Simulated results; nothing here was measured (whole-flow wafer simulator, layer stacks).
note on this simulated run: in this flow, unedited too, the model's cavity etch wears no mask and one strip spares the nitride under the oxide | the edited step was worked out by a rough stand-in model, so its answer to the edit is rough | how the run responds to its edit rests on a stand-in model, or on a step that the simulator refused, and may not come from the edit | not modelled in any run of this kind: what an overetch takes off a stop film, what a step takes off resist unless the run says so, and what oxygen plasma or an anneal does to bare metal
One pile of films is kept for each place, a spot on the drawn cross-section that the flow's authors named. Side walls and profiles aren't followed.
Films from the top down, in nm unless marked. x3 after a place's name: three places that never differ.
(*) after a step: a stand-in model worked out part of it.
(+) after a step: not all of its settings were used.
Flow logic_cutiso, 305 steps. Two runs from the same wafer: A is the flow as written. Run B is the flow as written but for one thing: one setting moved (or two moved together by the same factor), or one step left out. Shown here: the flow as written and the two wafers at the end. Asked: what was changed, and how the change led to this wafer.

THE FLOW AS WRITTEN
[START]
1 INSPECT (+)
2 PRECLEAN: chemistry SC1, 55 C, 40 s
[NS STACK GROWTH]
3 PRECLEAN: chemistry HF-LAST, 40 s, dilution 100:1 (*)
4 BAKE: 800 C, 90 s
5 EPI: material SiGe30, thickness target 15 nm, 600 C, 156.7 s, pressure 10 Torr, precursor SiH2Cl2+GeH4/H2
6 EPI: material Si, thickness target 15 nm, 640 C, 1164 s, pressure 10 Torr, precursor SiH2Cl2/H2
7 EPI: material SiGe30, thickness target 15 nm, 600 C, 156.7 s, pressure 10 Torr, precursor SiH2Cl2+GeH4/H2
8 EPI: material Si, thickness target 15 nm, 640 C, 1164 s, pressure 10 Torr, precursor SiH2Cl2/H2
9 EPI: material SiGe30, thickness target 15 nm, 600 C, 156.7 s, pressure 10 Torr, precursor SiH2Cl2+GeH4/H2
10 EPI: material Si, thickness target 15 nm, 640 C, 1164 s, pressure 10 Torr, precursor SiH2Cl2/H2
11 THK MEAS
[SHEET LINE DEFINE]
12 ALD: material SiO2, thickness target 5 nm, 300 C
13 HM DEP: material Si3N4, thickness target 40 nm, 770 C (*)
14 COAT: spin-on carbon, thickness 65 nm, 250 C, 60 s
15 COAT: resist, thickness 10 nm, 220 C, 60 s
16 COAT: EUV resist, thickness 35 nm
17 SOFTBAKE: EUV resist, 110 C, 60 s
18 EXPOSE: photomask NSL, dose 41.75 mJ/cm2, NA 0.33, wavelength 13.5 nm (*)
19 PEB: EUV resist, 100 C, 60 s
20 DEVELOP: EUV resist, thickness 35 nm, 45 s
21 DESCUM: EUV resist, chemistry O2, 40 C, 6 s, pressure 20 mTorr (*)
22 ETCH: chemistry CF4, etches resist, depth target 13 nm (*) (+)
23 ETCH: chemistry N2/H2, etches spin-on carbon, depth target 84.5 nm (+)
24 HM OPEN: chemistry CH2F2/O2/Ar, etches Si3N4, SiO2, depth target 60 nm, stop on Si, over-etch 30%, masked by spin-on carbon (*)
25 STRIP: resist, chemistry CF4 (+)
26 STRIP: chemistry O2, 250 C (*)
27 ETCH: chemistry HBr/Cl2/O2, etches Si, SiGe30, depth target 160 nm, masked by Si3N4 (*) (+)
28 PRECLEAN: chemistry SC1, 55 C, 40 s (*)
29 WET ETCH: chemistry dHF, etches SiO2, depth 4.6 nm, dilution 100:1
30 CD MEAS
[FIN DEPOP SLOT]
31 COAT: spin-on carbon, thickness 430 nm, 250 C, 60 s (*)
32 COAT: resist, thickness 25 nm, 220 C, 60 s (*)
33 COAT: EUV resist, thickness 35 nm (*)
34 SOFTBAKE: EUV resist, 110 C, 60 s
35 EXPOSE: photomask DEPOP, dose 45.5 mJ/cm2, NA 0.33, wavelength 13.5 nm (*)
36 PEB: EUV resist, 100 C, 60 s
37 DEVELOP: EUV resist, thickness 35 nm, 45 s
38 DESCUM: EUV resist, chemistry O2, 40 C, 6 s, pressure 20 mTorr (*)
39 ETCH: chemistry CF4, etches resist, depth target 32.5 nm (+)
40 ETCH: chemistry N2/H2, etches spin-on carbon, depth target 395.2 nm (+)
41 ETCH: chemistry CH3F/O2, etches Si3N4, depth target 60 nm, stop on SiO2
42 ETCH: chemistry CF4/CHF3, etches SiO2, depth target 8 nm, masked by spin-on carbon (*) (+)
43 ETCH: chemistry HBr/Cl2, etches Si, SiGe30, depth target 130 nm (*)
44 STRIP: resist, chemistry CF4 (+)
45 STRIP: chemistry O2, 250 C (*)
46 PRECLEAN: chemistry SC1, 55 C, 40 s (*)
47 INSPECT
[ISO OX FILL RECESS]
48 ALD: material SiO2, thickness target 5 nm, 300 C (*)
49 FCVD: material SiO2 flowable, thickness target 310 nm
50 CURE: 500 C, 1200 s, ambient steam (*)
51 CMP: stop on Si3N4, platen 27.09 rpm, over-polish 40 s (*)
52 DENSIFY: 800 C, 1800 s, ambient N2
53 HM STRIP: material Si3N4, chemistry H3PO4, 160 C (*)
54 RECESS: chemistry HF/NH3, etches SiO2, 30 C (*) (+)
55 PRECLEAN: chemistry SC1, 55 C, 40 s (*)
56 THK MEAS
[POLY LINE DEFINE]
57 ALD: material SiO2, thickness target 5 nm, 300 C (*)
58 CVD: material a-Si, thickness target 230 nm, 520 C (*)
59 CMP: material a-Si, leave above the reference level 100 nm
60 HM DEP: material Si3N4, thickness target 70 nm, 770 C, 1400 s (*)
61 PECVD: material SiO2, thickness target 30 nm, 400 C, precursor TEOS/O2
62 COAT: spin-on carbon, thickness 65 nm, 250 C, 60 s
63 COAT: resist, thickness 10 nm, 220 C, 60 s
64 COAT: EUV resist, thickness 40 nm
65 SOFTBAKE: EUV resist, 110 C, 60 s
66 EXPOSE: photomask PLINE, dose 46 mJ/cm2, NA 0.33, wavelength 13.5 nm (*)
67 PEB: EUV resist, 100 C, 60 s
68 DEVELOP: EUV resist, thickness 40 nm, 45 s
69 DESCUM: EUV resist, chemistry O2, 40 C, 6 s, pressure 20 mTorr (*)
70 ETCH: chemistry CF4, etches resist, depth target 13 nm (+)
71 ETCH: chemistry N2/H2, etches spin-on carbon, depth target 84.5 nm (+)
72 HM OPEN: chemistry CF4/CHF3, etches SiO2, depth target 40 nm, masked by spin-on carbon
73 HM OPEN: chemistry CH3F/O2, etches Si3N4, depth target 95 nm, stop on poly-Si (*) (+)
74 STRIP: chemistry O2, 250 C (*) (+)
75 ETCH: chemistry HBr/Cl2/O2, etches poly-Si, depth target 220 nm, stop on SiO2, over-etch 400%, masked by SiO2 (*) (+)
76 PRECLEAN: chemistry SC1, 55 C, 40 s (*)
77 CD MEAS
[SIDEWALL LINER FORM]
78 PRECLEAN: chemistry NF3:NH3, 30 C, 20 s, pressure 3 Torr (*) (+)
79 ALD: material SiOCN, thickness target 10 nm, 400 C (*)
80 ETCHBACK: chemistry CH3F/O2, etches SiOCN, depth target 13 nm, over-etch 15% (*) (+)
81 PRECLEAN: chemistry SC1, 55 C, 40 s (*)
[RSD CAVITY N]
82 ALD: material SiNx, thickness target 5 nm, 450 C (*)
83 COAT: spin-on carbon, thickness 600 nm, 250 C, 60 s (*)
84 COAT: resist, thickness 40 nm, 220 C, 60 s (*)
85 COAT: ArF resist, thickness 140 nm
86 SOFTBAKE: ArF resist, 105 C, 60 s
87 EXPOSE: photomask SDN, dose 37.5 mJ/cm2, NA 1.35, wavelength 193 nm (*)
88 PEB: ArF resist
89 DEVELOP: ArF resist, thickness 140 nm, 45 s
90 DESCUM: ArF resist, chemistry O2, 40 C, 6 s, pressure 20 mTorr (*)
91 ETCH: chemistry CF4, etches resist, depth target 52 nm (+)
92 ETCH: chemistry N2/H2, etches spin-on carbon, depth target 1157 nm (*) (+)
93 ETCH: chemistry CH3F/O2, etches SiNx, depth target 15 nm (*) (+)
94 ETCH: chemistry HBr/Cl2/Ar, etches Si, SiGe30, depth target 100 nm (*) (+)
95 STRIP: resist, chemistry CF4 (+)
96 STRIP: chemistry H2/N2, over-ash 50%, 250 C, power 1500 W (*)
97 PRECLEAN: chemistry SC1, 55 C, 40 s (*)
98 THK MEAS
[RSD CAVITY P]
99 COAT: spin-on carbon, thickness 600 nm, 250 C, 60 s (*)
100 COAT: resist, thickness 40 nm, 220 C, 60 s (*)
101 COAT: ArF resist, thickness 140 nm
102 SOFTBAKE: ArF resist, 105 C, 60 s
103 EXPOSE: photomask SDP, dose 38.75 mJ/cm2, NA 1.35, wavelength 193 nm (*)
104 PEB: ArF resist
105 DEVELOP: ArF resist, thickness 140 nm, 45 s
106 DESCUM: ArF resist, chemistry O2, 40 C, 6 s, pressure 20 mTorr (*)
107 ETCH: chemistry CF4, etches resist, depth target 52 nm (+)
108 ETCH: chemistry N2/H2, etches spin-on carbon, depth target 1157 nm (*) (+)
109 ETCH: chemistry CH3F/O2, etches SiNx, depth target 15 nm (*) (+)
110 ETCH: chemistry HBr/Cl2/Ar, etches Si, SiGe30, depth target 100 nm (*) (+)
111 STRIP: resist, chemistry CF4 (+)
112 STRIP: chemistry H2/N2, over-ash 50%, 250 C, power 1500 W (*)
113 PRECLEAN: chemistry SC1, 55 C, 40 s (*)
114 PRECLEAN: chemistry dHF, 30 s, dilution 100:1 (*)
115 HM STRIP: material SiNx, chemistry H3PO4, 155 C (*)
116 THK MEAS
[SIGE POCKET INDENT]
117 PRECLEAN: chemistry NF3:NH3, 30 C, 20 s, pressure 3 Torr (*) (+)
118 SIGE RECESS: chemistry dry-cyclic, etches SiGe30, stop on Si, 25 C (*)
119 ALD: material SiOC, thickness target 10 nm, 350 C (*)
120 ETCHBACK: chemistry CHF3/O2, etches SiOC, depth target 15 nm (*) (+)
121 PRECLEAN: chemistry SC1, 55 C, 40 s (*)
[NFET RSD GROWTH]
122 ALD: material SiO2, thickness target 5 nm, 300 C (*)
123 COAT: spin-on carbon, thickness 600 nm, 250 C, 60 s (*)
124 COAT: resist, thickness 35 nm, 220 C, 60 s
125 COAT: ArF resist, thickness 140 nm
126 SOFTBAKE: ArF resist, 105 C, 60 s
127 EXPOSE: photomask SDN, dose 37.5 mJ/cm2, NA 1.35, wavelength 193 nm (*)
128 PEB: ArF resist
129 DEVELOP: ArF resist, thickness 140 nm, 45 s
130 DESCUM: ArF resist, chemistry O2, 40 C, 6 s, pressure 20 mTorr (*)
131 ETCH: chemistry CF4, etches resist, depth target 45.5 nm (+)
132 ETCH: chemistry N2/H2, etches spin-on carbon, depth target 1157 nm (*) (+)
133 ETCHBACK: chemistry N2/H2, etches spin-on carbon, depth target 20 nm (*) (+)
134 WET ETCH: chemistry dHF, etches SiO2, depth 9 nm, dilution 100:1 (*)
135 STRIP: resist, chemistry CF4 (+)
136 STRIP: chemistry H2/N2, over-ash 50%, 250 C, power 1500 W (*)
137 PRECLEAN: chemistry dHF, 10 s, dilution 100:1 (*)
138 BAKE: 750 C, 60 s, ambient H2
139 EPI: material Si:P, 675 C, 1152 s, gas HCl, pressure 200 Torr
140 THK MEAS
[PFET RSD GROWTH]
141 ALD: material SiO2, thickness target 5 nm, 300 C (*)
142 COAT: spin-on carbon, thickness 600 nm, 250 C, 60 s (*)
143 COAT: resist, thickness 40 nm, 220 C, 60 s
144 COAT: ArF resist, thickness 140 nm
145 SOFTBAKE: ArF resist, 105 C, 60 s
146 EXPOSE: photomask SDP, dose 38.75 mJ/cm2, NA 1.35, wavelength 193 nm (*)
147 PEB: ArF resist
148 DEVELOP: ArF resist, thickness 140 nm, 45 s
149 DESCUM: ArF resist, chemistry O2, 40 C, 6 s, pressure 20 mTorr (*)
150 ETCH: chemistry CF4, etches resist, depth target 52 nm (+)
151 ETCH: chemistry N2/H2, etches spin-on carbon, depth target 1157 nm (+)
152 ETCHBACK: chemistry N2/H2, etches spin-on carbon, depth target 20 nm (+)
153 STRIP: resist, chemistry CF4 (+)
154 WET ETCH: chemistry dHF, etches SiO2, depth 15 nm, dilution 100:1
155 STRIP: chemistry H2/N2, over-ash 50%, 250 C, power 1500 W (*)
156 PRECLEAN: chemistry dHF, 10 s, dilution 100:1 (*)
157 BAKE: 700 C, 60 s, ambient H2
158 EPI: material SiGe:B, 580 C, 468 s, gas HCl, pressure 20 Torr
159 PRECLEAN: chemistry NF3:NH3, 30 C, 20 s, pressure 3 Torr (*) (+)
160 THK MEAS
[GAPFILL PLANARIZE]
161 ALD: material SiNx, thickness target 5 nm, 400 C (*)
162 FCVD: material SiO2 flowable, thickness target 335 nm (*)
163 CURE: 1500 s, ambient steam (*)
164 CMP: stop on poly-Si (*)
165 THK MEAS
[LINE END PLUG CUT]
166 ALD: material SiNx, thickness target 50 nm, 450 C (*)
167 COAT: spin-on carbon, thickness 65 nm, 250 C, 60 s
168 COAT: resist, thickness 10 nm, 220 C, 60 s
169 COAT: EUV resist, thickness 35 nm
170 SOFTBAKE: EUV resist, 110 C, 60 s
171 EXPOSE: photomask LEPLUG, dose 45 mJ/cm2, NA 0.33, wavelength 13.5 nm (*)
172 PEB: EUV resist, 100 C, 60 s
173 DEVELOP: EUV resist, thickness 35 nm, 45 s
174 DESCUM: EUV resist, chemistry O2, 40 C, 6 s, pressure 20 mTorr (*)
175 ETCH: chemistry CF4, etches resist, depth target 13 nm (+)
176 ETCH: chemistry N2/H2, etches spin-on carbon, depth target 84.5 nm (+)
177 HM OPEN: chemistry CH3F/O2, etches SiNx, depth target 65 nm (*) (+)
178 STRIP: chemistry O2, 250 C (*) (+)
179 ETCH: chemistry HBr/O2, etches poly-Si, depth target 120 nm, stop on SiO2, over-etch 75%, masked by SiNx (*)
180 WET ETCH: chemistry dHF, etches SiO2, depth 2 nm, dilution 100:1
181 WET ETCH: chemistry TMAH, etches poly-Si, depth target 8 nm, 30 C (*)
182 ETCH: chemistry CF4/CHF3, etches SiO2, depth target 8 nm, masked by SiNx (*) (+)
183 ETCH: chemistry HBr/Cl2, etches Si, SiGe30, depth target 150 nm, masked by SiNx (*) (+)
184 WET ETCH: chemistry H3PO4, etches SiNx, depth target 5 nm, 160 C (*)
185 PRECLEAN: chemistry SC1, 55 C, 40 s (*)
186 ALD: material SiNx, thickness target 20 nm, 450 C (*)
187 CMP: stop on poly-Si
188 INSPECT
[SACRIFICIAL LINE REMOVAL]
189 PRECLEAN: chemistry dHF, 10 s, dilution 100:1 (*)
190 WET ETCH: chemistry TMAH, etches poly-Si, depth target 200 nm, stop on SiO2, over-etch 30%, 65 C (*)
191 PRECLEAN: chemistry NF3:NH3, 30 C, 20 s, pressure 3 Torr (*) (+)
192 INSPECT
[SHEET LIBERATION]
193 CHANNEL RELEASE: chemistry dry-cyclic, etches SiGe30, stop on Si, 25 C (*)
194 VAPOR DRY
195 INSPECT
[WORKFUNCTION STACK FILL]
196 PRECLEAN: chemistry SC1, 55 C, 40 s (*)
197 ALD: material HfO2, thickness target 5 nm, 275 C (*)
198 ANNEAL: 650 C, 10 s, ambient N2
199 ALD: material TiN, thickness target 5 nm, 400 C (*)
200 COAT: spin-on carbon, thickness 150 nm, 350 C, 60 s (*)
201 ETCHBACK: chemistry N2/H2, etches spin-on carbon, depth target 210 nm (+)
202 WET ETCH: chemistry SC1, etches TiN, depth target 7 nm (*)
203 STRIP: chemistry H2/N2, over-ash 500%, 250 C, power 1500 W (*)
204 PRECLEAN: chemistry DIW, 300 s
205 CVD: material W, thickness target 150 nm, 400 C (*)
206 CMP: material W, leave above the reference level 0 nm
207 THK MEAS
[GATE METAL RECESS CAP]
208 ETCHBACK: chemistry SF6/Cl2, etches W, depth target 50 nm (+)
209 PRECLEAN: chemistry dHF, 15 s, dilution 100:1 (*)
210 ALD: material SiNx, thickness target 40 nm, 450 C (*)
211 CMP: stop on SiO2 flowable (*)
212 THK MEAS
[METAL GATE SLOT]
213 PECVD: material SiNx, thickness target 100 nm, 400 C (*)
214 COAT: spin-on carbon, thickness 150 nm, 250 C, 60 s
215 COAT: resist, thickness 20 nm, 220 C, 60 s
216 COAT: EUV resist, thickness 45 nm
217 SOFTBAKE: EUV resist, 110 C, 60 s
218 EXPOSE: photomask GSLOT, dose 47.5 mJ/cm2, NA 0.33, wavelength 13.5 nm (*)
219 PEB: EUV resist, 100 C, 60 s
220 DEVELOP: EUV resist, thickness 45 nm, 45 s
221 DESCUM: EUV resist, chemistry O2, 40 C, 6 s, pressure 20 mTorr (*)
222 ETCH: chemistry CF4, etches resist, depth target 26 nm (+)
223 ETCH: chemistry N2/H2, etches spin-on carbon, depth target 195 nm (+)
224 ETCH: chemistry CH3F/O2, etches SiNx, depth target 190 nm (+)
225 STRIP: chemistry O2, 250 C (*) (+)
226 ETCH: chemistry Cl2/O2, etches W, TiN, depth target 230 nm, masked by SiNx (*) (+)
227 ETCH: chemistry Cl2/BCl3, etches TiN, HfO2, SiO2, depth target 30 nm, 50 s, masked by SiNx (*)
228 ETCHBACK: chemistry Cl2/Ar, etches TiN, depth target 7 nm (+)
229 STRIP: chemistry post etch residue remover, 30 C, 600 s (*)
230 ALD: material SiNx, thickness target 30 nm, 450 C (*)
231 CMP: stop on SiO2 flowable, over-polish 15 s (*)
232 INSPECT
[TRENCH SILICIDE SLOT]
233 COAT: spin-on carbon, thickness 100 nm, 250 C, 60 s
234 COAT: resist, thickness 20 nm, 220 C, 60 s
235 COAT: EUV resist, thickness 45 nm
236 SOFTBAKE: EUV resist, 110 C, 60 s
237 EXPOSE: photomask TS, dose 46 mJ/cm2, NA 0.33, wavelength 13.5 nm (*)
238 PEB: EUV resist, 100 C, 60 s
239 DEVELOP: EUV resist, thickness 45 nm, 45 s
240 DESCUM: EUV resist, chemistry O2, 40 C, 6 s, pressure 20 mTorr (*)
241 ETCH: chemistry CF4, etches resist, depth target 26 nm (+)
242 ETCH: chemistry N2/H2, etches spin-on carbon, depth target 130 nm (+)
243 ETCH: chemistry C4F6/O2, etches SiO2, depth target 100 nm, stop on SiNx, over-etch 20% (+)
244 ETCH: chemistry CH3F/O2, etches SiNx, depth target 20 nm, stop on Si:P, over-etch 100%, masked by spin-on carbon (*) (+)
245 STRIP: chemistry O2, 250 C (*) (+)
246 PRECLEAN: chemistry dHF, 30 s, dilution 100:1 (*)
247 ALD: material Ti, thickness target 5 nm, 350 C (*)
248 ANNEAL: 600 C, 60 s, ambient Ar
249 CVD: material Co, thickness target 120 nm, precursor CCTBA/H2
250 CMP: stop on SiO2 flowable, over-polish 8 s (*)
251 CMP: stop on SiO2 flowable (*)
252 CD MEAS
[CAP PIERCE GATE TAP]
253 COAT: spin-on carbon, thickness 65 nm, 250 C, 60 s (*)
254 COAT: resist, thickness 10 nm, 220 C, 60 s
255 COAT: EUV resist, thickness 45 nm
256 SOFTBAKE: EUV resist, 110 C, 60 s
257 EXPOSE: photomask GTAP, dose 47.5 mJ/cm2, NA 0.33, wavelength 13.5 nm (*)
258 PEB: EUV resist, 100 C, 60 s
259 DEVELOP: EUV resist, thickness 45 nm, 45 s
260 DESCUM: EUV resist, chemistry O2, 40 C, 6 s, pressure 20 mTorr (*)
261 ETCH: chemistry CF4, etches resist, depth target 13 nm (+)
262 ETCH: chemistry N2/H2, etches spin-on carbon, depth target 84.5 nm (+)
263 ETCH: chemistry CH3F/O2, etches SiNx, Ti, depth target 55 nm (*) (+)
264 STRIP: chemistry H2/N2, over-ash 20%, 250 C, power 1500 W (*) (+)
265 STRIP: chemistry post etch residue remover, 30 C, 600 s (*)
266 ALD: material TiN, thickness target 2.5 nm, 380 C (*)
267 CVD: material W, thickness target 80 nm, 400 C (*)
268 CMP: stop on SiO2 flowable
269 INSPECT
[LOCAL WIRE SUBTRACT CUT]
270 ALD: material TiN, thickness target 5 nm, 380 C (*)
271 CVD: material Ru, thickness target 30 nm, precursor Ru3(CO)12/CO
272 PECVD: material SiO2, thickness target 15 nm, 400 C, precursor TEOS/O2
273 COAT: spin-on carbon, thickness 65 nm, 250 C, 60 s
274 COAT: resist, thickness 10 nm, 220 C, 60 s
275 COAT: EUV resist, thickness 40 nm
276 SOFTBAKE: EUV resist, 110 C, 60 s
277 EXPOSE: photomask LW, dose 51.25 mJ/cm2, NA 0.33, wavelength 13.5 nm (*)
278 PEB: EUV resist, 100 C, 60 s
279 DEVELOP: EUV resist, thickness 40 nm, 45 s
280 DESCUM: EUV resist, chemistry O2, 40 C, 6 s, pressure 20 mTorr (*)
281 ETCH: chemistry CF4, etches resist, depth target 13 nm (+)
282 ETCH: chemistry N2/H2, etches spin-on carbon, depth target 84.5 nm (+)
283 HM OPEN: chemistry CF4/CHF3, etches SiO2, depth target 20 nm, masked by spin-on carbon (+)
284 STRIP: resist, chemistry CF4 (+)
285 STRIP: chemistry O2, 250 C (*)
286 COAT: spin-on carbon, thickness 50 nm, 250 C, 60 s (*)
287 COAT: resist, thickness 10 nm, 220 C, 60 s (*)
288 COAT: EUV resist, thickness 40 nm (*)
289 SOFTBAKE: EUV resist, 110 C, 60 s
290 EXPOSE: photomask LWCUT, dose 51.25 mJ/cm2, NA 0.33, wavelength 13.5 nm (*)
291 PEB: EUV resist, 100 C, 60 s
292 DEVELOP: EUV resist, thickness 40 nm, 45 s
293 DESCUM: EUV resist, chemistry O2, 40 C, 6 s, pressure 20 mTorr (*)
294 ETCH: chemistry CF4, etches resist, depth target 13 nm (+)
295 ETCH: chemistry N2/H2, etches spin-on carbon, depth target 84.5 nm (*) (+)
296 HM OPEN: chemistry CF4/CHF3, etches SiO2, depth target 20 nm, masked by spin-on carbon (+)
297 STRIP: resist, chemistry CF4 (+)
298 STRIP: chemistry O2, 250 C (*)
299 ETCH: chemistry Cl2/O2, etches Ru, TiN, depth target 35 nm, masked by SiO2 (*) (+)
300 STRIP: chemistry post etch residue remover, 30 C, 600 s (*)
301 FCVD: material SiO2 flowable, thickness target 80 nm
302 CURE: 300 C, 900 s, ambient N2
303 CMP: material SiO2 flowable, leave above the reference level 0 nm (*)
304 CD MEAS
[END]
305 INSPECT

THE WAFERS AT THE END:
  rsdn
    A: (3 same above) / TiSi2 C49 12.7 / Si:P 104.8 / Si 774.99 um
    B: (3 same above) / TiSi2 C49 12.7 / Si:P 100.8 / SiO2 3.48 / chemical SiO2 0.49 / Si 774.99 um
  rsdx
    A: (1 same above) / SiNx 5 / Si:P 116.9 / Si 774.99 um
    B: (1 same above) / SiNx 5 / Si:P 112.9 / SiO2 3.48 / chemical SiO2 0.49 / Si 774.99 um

The cause: step 132, ETCH: depth target 520.6 nm was run, where the flow has depth target 1157 nm.

How the change led to this, step by step:
  132 ETCH: chemistry N2/H2, etches spin-on carbon, depth target 1157 nm (*) (+)
      gl, tap: A spin-on carbon -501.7 (all of it), SiO2 -5 (all of it), Si3N4 -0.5 | B spin-on carbon -501.7 (all of it), SiO2 -0.41
      lnr, lnrt: A spin-on carbon -496.5 (all of it), SiO2 -5 (all of it), SiOCN -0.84 | B spin-on carbon -496.5 (all of it), SiO2 -0.52
      (and at 18 more places)
  133 ETCHBACK: chemistry N2/H2, etches spin-on carbon, depth target 20 nm (*) (+)
      gl, tap: A Si3N4 -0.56 | B SiO2 -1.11
      lnr, lnrt: A SiOCN -0.83 | B SiO2 -1.11
      (and at 3 more places)
  134 WET ETCH: chemistry dHF, etches SiO2, depth 9 nm, dilution 100:1 (*)
      gl, tap: A Si3N4 -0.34 | B SiO2 -3.48 (all of it), Si3N4 -0.16
      lnr, lnrt: A SiOCN -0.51 | B SiO2 -3.37 (all of it), SiOCN -0.47
      (and at 3 more places)
  135 STRIP: resist, chemistry CF4 (+)
      depop, dpovl, gfld and 12 more: A resist -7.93 (all of it) | B resist -17.2 (all of it)
      lnr, lnrt: A SiOCN -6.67 | B SiOCN -14.5
      (and at 3 more places)
  136 STRIP: chemistry H2/N2, over-ash 50%, 250 C, power 1500 W (*)
      rsdn, rsdx: A nothing | B spin-on carbon -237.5 (all of it)
  137 PRECLEAN: chemistry dHF, 10 s, dilution 100:1 (*)
      rsdn, rsdx: A nothing | B SiO2 -1.52
  139 EPI: material Si:P, 675 C, 1152 s, gas HCl, pressure 200 Torr
      rsdn, rsdx: A Si:P +116.9 (new film) | B Si:P +112.9 (new film)
  141 ALD: material SiO2, thickness target 5 nm, 300 C (*)
      gxn: A SiO2 +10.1 (new film) | B SiO2 +14 (new film)
  142 COAT: spin-on carbon, thickness 600 nm, 250 C, 60 s (*)
      gl: A spin-on carbon +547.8 (new film) | B spin-on carbon +564 (new film)
      tap: A spin-on carbon +547.8 (new film) | B spin-on carbon +563.9 (new film)
  155 STRIP: chemistry H2/N2, over-ash 50%, 250 C, power 1500 W (*)
      gl: A spin-on carbon -547.8 (all of it) | B spin-on carbon -564 (all of it)
      tap: A spin-on carbon -547.8 (all of it) | B spin-on carbon -563.9 (all of it)
  162 FCVD: material SiO2 flowable, thickness target 335 nm (*)
      lnr, lnrt: A SiO2 flowable +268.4 (new film) | B SiO2 flowable +274.7 (new film)
      gl: A SiO2 flowable +278.2 (new film) | B SiO2 flowable +291.6 (new film)
      (and at 2 more places)
  164 CMP: stop on poly-Si (*)
      lnr, lnrt: A SiO2 flowable -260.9 (all of it), SiNx -5 (all of it), SiOCN -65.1 | B SiO2 flowable -267.2 (all of it), SiNx -5 (all of it), SiOCN -59
      gl: A SiO2 flowable -270.7 (all of it), SiNx -5 (all of it), Si3N4 -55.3 (all of it) | B SiO2 flowable -284 (all of it), SiNx -5 (all of it), Si3N4 -42.2 (all of it)
      (and at 2 more places)
